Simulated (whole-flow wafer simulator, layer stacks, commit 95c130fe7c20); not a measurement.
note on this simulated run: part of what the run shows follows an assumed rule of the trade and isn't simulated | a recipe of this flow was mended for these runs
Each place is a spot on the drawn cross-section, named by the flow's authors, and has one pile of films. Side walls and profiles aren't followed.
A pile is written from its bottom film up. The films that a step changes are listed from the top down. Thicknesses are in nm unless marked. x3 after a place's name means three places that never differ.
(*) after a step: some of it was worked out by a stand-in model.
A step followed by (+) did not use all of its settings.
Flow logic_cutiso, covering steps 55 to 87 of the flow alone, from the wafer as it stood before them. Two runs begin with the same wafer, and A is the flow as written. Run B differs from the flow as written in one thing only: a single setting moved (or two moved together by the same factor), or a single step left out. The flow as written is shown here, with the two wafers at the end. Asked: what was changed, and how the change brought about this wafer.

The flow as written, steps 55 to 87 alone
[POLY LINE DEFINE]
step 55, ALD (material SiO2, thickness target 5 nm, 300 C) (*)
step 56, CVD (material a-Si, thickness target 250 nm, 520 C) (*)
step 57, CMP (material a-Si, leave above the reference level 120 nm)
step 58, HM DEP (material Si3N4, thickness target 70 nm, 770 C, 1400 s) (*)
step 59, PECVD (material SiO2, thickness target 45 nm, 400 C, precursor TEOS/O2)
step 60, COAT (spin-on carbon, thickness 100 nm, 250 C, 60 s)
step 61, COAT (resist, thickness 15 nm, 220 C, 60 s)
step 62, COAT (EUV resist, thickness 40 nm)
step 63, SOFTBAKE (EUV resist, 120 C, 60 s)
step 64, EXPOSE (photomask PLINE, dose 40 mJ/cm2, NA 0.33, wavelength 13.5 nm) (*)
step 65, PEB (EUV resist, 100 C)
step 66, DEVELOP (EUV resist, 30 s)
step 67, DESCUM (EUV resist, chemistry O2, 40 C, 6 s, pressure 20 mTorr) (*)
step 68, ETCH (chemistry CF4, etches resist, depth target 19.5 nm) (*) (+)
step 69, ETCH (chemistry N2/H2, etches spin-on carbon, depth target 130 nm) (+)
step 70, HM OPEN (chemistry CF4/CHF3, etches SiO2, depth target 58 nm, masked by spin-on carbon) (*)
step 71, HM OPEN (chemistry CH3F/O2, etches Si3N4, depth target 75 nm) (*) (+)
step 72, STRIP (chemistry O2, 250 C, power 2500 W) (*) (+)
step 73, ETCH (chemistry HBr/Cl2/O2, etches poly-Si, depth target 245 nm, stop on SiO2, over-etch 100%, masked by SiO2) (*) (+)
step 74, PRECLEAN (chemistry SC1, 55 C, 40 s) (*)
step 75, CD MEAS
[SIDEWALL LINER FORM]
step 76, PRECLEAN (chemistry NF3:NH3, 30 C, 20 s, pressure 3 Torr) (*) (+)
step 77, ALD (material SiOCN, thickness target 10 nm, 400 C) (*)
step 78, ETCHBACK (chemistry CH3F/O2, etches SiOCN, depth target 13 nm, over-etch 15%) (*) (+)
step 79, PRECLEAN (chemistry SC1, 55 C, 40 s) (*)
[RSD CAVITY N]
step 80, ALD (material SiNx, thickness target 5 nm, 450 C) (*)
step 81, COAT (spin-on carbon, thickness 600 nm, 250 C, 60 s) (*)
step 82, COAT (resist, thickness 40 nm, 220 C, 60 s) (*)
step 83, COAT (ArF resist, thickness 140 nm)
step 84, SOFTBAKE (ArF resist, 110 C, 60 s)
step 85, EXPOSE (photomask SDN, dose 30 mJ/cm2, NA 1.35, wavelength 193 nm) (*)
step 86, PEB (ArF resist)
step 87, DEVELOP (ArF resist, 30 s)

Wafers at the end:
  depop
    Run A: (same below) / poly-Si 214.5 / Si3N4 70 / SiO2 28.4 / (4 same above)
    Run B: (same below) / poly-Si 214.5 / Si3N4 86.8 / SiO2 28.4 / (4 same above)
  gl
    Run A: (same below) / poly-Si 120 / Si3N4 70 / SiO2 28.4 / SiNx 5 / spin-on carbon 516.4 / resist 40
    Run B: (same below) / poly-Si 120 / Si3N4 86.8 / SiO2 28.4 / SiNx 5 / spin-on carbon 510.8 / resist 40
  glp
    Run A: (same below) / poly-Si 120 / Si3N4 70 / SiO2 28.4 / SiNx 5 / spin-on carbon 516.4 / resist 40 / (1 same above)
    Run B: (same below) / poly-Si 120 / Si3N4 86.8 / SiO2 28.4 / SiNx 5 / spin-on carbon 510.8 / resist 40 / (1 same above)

What caused this: step 58, HM DEP: thickness target 86.8 nm was run, whereas the flow has thickness target 70 nm; step 58, HM DEP: 1736 s was run, where the flow has 1400 s.
One can read it off the wafer: depop has Si3N4 86.8, and step 58 as written asks for 70 nm.

How this came from the change, step by step:
  step 58, HM DEP (material Si3N4, thickness target 70 nm, 770 C, 1400 s) (*)
      gl, glp, gxn and 11 more: A Si3N4 gains 70 (new film), poly-Si gains 120 (new film), a-Si loses 120 (all of it) | B Si3N4 gains 86.8 (new film), poly-Si gains 120 (new film), a-Si loses 120 (all of it)
      depop, dpovl x3, gfld, gxf, iso, lnri: A Si3N4 gains 70 (new film), poly-Si gains 214.5 (new film), a-Si loses 214.5 (all of it) | B Si3N4 gains 86.8 (new film), poly-Si gains 214.5 (new film), a-Si loses 214.5 (all of it)
  step 71, HM OPEN (chemistry CH3F/O2, etches Si3N4, depth target 75 nm) (*) (+)
      iso, lnr, lnri and 6 more: A Si3N4 loses 55.2 (all of it), poly-Si loses 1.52 | B Si3N4 loses 72 (all of it), poly-Si loses 0.23
